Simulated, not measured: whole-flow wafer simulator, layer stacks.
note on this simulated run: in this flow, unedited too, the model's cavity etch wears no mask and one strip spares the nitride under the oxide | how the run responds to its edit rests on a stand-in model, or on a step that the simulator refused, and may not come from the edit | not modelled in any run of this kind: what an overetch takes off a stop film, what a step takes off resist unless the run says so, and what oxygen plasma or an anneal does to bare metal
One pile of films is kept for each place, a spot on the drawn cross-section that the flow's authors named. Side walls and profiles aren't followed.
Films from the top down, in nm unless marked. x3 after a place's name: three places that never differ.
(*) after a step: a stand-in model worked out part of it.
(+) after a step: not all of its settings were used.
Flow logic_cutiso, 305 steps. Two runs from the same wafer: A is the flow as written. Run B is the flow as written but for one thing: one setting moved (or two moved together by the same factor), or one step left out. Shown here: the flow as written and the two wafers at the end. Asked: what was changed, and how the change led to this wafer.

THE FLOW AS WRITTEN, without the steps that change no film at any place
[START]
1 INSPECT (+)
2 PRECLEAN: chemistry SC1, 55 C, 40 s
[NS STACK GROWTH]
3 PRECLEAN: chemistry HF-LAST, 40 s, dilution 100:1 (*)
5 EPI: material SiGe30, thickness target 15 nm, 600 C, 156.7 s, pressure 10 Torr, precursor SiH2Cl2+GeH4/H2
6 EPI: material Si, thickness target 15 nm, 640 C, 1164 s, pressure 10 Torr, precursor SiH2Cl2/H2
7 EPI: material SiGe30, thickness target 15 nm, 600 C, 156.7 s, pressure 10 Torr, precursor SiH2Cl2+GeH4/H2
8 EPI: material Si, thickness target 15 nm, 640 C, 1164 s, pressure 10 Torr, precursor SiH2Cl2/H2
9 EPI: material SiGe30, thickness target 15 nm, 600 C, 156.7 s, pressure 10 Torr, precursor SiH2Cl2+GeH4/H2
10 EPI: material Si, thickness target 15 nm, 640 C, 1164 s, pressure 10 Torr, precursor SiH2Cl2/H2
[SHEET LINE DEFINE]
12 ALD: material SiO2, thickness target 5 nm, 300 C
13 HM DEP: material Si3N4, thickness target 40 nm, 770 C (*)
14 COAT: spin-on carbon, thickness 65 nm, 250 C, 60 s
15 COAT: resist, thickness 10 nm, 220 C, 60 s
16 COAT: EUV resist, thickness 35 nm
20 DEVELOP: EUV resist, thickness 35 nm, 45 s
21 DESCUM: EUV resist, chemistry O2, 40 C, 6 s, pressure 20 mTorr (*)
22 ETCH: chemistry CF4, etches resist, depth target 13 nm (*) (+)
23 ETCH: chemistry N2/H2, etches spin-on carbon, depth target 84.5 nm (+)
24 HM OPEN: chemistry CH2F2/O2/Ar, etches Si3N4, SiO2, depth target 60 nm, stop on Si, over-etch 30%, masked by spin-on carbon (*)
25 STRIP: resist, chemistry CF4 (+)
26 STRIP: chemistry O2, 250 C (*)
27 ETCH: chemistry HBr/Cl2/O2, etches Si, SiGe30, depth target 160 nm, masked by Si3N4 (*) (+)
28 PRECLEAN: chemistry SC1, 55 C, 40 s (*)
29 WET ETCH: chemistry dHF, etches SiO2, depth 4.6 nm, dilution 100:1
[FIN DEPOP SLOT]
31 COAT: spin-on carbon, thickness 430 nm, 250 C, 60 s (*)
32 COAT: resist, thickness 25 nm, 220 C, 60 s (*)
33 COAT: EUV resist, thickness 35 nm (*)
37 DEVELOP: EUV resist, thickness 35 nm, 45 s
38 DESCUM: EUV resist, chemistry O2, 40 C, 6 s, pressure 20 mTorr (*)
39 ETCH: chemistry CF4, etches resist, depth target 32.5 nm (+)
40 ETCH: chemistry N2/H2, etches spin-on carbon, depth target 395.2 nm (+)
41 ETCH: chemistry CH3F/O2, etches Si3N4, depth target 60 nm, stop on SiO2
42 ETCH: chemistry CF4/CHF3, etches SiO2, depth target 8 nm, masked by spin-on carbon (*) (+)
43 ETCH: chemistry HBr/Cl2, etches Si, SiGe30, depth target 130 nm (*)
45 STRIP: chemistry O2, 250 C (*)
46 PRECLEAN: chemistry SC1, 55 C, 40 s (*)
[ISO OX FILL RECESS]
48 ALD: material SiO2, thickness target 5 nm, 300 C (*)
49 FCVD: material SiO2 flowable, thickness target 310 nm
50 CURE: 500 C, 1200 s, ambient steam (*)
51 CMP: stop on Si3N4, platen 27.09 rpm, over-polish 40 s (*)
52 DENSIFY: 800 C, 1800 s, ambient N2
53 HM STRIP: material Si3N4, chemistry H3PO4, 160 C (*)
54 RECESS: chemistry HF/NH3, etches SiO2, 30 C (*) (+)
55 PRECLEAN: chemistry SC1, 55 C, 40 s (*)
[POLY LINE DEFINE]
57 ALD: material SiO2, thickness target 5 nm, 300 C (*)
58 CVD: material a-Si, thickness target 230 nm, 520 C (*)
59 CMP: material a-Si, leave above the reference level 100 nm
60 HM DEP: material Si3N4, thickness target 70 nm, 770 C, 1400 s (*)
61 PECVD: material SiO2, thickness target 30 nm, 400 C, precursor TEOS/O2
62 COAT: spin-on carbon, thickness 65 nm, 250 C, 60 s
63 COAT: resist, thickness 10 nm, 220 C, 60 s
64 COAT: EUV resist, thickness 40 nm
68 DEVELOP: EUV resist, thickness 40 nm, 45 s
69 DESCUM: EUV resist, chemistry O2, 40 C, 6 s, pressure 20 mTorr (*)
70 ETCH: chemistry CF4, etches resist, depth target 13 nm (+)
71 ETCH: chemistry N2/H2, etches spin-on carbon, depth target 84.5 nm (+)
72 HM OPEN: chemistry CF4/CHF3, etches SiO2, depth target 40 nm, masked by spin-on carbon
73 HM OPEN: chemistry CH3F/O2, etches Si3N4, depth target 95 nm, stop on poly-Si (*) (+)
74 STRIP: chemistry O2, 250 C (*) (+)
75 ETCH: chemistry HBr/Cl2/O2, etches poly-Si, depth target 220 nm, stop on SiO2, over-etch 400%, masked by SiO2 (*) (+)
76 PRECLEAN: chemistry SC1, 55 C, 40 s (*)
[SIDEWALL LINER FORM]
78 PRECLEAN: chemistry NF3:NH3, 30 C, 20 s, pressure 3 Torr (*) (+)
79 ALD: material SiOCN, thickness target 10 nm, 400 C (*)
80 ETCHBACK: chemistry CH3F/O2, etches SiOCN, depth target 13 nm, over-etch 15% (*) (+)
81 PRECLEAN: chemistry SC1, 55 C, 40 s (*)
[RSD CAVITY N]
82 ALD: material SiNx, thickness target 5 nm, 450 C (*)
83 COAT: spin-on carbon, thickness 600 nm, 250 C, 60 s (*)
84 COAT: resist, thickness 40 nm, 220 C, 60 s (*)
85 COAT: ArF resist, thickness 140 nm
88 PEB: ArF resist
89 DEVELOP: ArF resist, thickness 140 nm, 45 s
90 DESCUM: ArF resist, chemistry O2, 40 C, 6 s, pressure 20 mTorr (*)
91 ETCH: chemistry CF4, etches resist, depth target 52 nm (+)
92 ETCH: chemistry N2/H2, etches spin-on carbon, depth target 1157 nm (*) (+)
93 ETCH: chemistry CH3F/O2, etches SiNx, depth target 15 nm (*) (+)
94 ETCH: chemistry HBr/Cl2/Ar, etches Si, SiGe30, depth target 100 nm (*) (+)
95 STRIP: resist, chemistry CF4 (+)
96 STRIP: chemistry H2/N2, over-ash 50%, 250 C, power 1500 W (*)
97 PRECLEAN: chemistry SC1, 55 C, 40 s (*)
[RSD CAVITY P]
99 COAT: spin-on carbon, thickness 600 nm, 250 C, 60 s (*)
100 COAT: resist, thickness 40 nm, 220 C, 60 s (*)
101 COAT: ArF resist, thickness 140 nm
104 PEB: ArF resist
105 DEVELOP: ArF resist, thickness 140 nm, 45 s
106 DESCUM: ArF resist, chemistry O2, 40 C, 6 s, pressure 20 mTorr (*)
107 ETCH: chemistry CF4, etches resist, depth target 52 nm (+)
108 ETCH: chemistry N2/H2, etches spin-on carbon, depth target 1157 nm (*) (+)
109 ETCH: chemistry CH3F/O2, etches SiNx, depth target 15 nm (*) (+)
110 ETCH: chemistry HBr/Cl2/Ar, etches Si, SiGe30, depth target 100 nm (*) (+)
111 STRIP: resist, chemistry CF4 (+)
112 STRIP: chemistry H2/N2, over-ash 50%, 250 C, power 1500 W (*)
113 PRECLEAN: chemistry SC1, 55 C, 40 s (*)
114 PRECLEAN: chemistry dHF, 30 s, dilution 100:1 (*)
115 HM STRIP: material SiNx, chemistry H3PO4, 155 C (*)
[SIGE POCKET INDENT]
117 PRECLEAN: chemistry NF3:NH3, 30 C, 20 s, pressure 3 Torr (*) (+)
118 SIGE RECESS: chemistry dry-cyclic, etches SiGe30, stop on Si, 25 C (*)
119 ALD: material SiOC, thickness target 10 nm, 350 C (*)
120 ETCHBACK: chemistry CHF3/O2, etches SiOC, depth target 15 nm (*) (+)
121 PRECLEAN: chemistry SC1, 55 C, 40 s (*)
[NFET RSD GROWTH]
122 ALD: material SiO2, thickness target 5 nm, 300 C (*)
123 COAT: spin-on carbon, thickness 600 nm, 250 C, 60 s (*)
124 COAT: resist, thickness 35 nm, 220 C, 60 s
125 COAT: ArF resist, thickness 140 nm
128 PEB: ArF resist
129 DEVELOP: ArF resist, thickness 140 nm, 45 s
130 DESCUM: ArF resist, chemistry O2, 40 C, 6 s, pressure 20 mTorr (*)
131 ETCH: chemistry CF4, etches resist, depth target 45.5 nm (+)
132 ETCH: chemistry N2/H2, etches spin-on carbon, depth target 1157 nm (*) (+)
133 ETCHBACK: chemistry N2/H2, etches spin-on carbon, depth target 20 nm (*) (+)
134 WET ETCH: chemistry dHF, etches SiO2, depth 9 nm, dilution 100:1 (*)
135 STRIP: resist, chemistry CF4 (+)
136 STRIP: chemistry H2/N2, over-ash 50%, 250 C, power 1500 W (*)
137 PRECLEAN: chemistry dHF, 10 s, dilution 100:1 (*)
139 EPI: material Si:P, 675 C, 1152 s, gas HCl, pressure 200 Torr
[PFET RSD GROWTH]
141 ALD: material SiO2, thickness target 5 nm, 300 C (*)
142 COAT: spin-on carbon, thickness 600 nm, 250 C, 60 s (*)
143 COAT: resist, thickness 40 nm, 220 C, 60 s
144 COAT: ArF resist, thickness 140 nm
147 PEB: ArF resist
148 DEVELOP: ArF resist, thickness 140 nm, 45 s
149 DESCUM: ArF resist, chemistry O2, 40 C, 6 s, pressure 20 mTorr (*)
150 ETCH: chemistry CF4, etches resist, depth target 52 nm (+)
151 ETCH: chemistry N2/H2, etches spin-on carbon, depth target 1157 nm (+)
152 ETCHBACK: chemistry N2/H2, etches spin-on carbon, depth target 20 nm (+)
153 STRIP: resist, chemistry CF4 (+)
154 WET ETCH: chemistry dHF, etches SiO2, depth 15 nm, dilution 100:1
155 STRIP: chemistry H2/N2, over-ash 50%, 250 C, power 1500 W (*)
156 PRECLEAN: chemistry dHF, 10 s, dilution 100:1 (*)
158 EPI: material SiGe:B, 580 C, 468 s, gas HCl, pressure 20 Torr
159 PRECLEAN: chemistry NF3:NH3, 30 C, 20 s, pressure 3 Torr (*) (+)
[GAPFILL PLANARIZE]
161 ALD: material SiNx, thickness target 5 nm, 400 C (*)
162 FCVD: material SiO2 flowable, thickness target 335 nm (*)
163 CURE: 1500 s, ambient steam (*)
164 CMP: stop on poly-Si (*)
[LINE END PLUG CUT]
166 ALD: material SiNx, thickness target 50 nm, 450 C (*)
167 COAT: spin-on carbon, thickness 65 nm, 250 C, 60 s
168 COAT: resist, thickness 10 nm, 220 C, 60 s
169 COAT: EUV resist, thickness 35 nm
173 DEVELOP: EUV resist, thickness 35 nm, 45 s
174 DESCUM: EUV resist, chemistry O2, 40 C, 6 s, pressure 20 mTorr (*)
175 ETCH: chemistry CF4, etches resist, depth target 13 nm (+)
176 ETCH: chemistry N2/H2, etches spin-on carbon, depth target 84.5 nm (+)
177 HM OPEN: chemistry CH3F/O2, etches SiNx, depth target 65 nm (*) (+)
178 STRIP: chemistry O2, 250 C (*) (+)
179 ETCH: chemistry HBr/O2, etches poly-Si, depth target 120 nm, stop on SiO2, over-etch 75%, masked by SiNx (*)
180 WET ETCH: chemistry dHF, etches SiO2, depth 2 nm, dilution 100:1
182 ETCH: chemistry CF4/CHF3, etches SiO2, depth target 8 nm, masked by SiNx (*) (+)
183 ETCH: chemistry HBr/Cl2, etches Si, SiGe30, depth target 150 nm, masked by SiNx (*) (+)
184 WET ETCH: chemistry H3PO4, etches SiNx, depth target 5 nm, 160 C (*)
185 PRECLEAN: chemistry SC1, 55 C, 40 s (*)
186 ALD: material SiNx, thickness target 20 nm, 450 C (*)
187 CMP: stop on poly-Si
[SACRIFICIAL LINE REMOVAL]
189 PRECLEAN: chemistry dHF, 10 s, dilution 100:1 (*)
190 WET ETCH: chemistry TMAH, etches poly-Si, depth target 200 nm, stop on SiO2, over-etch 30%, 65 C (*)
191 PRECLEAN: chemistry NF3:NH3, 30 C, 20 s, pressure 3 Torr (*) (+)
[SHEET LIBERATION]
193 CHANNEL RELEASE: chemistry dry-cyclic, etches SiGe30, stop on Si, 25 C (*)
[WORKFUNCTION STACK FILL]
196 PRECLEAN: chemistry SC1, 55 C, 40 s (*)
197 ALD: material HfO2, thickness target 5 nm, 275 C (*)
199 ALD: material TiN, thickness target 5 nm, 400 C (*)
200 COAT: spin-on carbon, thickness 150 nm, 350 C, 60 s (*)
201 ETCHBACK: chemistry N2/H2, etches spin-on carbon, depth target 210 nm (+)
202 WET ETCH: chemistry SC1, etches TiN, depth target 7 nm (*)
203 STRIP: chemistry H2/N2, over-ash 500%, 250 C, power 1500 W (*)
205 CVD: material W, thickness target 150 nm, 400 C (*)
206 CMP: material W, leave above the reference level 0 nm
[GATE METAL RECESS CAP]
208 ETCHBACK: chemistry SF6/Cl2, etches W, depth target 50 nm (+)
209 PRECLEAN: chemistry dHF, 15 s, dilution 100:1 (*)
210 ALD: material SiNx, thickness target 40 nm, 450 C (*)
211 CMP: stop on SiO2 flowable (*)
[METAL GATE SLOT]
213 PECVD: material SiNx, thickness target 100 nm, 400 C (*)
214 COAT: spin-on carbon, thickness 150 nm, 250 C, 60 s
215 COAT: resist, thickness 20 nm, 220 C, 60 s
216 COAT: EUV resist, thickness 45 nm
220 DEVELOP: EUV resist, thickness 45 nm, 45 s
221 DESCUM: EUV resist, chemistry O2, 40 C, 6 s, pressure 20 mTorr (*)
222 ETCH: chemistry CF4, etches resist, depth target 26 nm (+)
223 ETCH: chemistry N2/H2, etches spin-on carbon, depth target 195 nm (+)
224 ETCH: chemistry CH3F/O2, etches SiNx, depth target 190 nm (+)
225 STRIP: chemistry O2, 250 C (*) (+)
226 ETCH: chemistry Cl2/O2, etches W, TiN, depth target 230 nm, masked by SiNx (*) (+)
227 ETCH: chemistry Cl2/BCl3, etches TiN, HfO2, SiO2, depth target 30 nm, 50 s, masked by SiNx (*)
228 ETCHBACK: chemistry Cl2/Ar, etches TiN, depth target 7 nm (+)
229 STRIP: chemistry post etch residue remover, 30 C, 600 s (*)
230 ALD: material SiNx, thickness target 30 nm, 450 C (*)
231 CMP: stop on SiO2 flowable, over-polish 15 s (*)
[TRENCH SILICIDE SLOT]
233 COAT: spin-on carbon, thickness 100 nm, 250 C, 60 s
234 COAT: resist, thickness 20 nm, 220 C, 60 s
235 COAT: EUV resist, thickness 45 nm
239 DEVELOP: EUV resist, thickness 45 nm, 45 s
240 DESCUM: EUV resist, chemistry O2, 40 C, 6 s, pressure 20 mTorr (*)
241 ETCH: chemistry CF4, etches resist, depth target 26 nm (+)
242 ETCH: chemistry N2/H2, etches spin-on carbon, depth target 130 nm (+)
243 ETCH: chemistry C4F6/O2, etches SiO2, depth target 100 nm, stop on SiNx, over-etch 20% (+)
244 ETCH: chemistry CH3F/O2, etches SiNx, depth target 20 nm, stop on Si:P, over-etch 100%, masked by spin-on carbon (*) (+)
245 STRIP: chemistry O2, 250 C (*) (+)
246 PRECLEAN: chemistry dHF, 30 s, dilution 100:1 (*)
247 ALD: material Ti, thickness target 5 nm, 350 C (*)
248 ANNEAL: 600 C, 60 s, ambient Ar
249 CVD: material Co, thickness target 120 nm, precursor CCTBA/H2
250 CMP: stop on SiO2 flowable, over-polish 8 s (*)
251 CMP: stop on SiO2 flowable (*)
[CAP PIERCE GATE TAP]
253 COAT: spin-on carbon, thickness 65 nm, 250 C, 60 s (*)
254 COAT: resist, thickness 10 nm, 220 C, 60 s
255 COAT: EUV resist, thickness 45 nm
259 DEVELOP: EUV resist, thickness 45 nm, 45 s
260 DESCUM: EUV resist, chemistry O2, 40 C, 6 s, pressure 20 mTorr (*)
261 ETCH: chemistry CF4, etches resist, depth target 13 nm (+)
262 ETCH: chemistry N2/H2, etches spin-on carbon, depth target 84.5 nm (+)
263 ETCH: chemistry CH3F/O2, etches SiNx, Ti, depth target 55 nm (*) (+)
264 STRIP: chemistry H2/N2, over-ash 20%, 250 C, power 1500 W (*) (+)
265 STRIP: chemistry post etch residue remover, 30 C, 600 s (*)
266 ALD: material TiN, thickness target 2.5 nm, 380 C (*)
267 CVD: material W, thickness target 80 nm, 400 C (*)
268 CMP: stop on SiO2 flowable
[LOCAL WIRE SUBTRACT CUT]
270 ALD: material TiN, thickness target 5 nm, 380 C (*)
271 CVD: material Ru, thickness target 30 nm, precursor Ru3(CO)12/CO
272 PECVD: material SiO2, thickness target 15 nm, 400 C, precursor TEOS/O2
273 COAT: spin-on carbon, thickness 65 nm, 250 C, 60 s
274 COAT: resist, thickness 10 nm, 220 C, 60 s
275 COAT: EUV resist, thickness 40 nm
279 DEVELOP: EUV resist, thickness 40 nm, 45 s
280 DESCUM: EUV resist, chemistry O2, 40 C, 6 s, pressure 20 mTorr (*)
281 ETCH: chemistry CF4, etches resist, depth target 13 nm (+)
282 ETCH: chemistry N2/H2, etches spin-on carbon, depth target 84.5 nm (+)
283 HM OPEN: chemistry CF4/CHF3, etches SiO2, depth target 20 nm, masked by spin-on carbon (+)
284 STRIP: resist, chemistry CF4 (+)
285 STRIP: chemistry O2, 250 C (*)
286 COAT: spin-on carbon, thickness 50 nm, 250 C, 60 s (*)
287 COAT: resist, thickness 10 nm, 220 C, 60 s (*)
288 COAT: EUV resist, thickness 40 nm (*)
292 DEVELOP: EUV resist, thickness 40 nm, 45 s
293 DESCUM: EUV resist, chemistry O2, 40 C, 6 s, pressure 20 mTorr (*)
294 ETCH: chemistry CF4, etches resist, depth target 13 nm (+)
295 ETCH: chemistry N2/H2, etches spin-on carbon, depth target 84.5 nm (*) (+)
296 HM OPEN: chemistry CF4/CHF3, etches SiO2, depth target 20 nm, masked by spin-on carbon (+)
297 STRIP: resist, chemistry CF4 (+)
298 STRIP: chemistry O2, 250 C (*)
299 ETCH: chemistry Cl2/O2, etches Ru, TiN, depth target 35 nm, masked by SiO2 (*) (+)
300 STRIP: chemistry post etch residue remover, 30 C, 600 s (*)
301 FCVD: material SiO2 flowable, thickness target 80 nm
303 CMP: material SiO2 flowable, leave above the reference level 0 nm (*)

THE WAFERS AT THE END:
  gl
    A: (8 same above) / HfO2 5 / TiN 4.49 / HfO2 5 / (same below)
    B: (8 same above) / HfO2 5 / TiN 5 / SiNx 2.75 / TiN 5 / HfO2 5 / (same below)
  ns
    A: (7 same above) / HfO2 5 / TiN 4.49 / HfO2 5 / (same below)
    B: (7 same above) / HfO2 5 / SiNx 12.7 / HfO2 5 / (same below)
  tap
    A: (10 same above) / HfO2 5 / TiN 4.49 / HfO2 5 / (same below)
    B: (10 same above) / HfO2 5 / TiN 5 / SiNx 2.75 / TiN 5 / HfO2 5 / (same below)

The cause: step 9, EPI: thickness target 23.2 nm was run, where the flow has thickness target 15 nm; step 9, EPI: 242.9 s was run, where the flow has 156.7 s.

How the change led to this, step by step:
  9 EPI: material SiGe30, thickness target 15 nm, 600 C, 156.7 s, pressure 10 Torr, precursor SiH2Cl2+GeH4/H2
      depop, dpovl, gfld and 19 more: A SiGe30 +15 (new film) | B SiGe30 +23.3 (new film)
  27 ETCH: chemistry HBr/Cl2/O2, etches Si, SiGe30, depth target 160 nm, masked by Si3N4 (*) (+)
      gfld, gxf, iso, lnri: A chemical SiO2 -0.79 (all of it), Si -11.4 (all of it), SiGe30 -15 (all of it), Si -15 (all of it), SiGe30 -15 (all of it), Si -15 (all of it), SiGe30 -15 (all of it), Si -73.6 | B chemical SiO2 -0.79 (all of it), Si -11.4 (all of it), SiGe30 -23.3 (all of it), Si -15 (all of it), SiGe30 -15 (all of it), Si -15 (all of it), SiGe30 -15 (all of it), Si -65.4
      dpovl, nsgap: A chemical SiO2 -0.79 (all of it), Si -11.8 (all of it), SiGe30 -15 (all of it), Si -15 (all of it), SiGe30 -15 (all of it), Si -15 (all of it), SiGe30 -15 (all of it), Si -73.2 | B chemical SiO2 -0.79 (all of it), Si -11.8 (all of it), SiGe30 -23.3 (all of it), Si -15 (all of it), SiGe30 -15 (all of it), Si -15 (all of it), SiGe30 -15 (all of it), Si -65
      (and at 1 more place)
  43 ETCH: chemistry HBr/Cl2, etches Si, SiGe30, depth target 130 nm (*)
      depop: A Si -14 (all of it), SiGe30 -15 (all of it), Si -15 (all of it), SiGe30 -15 (all of it), Si -15 (all of it), SiGe30 -15 (all of it), Si -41 | B Si -14 (all of it), SiGe30 -23.3 (all of it), Si -15 (all of it), SiGe30 -15 (all of it), Si -15 (all of it), SiGe30 -15 (all of it), Si -32.7
  94 ETCH: chemistry HBr/Cl2/Ar, etches Si, SiGe30, depth target 100 nm (*) (+)
      rsdn, rsdx: A chemical SiO2 -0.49 (all of it), Si -12.8 (all of it), SiGe30 -15 (all of it), Si -15 (all of it), SiGe30 -15 (all of it), Si -15 (all of it), SiGe30 -15 (all of it), Si -12.2 | B chemical SiO2 -0.49 (all of it), Si -12.8 (all of it), SiGe30 -23.3 (all of it), Si -15 (all of it), SiGe30 -15 (all of it), Si -15 (all of it), SiGe30 -15 (all of it), Si -3.91
  110 ETCH: chemistry HBr/Cl2/Ar, etches Si, SiGe30, depth target 100 nm (*) (+)
      rsdp, rsdw: A chemical SiO2 -0.49 (all of it), Si -12.8 (all of it), SiGe30 -15 (all of it), Si -15 (all of it), SiGe30 -15 (all of it), Si -15 (all of it), SiGe30 -15 (all of it), Si -12.2 | B chemical SiO2 -0.49 (all of it), Si -12.8 (all of it), SiGe30 -23.3 (all of it), Si -15 (all of it), SiGe30 -15 (all of it), Si -15 (all of it), SiGe30 -15 (all of it), Si -3.91
  118 SIGE RECESS: chemistry dry-cyclic, etches SiGe30, stop on Si, 25 C (*)
      lnr, lnrp, lnrt: A SiOCN -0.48, Si -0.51, cavity +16 (new film), SiGe30 -15 (all of it), Si -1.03, cavity +16 (new film), SiGe30 -15 (all of it), Si -1.03, cavity +16 (new film), SiGe30 -15 (all of it), Si -0.51 | B SiOCN -0.48, Si -0.51, cavity +24.3 (new film), SiGe30 -23.3 (all of it), Si -1.03, cavity +16 (new film), SiGe30 -15 (all of it), Si -1.03, cavity +16 (new film), SiGe30 -15 (all of it), Si -0.51
  119 ALD: material SiOC, thickness target 10 nm, 350 C (*)
      lnr, lnrp, lnrt: A SiOC +10 (new film), SiOC +16 (new film), cavity -16 (all of it), SiOC +16 (new film), cavity -16 (all of it), SiOC +16 (new film), cavity -16 (all of it) | B SiOC +10 (new film), SiOC +24.3 (new film), cavity -24.3 (all of it), SiOC +16 (new film), cavity -16 (all of it), SiOC +16 (new film), cavity -16 (all of it)
  183 ETCH: chemistry HBr/Cl2, etches Si, SiGe30, depth target 150 nm, masked by SiNx (*) (+)
      plug: A Si -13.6 (all of it), SiGe30 -15 (all of it), Si -15 (all of it), SiGe30 -15 (all of it), Si -15 (all of it), SiGe30 -15 (all of it), Si -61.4 | B Si -13.6 (all of it), SiGe30 -23.3 (all of it), Si -15 (all of it), SiGe30 -15 (all of it), Si -15 (all of it), SiGe30 -15 (all of it), Si -53.2
  193 CHANNEL RELEASE: chemistry dry-cyclic, etches SiGe30, stop on Si, 25 C (*)
      gl, glp, gxn, gxp, ns, tap: A chemical SiO2 +0.8 (new film), Si -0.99, chemical SiO2 +0.8 (new film), cavity +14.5 (new film), chemical SiO2 +0.8 (new film), SiGe30 -15 (all of it), Si -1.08, chemical SiO2 +0.8 (new film), cavity +14.5 (new film), chemical SiO2 +0.8 (new film), SiGe30 -15 (all of it), Si -1.08, chemical SiO2 +0.8 (new film), cavity +14.5 (new film), chemical SiO2 +0.8 (new film), SiGe30 -15 (all of it), Si -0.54 | B chemical SiO2 +0.8 (new film), Si -0.99, chemical SiO2 +0.8 (new film), cavity +22.7 (new film), chemical SiO2 +0.8 (new film), SiGe30 -23.3 (all of it), Si -1.08, chemical SiO2 +0.8 (new film), cavity +14.5 (new film), chemical SiO2 +0.8 (new film), SiGe30 -15 (all of it), Si -1.08, chemical SiO2 +0.8 (new film), cavity +14.5 (new film), chemical SiO2 +0.8 (new film), SiGe30 -15 (all of it), Si -0.54
  199 ALD: material TiN, thickness target 5 nm, 400 C (*)
      gl, glp, tap: A TiN +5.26 (new film), TiN +4.49 (new film), cavity -4.49 (all of it), TiN +4.49 (new film), cavity -4.49 (all of it), TiN +4.49 (new film), cavity -4.49 (all of it) | B TiN +5.26 (new film), TiN +5 (new film), cavity -10, TiN +5 (new film), TiN +4.49 (new film), cavity -4.49 (all of it), TiN +4.49 (new film), cavity -4.49 (all of it)
      gxn, gxp, ns: A TiN +5 (new film), TiN +4.49 (new film), cavity -4.49 (all of it), TiN +4.49 (new film), cavity -4.49 (all of it), TiN +4.49 (new film), cavity -4.49 (all of it) | B TiN +5 (new film), TiN +5 (new film), cavity -10, TiN +5 (new film), TiN +4.49 (new film), cavity -4.49 (all of it), TiN +4.49 (new film), cavity -4.49 (all of it)
  202 WET ETCH: chemistry SC1, etches TiN, depth target 7 nm (*)
      ns: A TiN -5 (all of it) | B TiN -5 (all of it), TiN -5 (all of it), cavity +10, TiN -5 (all of it)
  210 ALD: material SiNx, thickness target 40 nm, 450 C (*)
      gl, glp, gxn, gxp, tap: A SiNx +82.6 (new film) | B SiNx +82.6 (new film), SiNx +2.75 (new film), cavity -2.75 (all of it)
      ns: A SiNx +40 (new film) | B SiNx +40 (new film), SiNx +12.7 (new film), cavity -12.7 (all of it)
Counting metal films that touch as one body, gl has 5 bodies (between them, from the top down: HfO2 5 / chemical SiO2 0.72 / Si 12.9 / chemical SiO2 0.8 / HfO2 5; SiNx 2.75; HfO2 5 / chemical SiO2 0.8 / Si 13.9 / chemical SiO2 0.8 / HfO2 5; HfO2 5 / chemical SiO2 0.8 / Si 13.9 / chemical SiO2 0.8 / HfO2 5); the flow as written gives 4 bodies (between them, from the top down: HfO2 5 / chemical SiO2 0.72 / Si 12.9 / chemical SiO2 0.8 / HfO2 5; HfO2 5 / chemical SiO2 0.8 / Si 13.9 / chemical SiO2 0.8 / HfO2 5; HfO2 5 / chemical SiO2 0.8 / Si 13.9 / chemical SiO2 0.8 / HfO2 5).
Counting metal films that touch as one body, ns has 3 bodies (between them, from the top down: HfO2 5 / chemical SiO2 0.72 / Si 12.9 / chemical SiO2 0.8 / HfO2 5 / SiNx 12.7 / HfO2 5 / chemical SiO2 0.8 / Si 13.9 / chemical SiO2 0.8 / HfO2 5; HfO2 5 / chemical SiO2 0.8 / Si 13.9 / chemical SiO2 0.8 / HfO2 5); the flow as written gives 4 bodies (between them, from the top down: HfO2 5 / chemical SiO2 0.72 / Si 12.9 / chemical SiO2 0.8 / HfO2 5; HfO2 5 / chemical SiO2 0.8 / Si 13.9 / chemical SiO2 0.8 / HfO2 5; HfO2 5 / chemical SiO2 0.8 / Si 13.9 / chemical SiO2 0.8 / HfO2 5).
Counting metal films that touch as one body, tap has 5 bodies (between them, from the top down: HfO2 5 / chemical SiO2 0.72 / Si 12.9 / chemical SiO2 0.8 / HfO2 5; SiNx 2.75; HfO2 5 / chemical SiO2 0.8 / Si 13.9 / chemical SiO2 0.8 / HfO2 5; HfO2 5 / chemical SiO2 0.8 / Si 13.9 / chemical SiO2 0.8 / HfO2 5); the flow as written gives 4 bodies (between them, from the top down: HfO2 5 / chemical SiO2 0.72 / Si 12.9 / chemical SiO2 0.8 / HfO2 5; HfO2 5 / chemical SiO2 0.8 / Si 13.9 / chemical SiO2 0.8 / HfO2 5; HfO2 5 / chemical SiO2 0.8 / Si 13.9 / chemical SiO2 0.8 / HfO2 5).
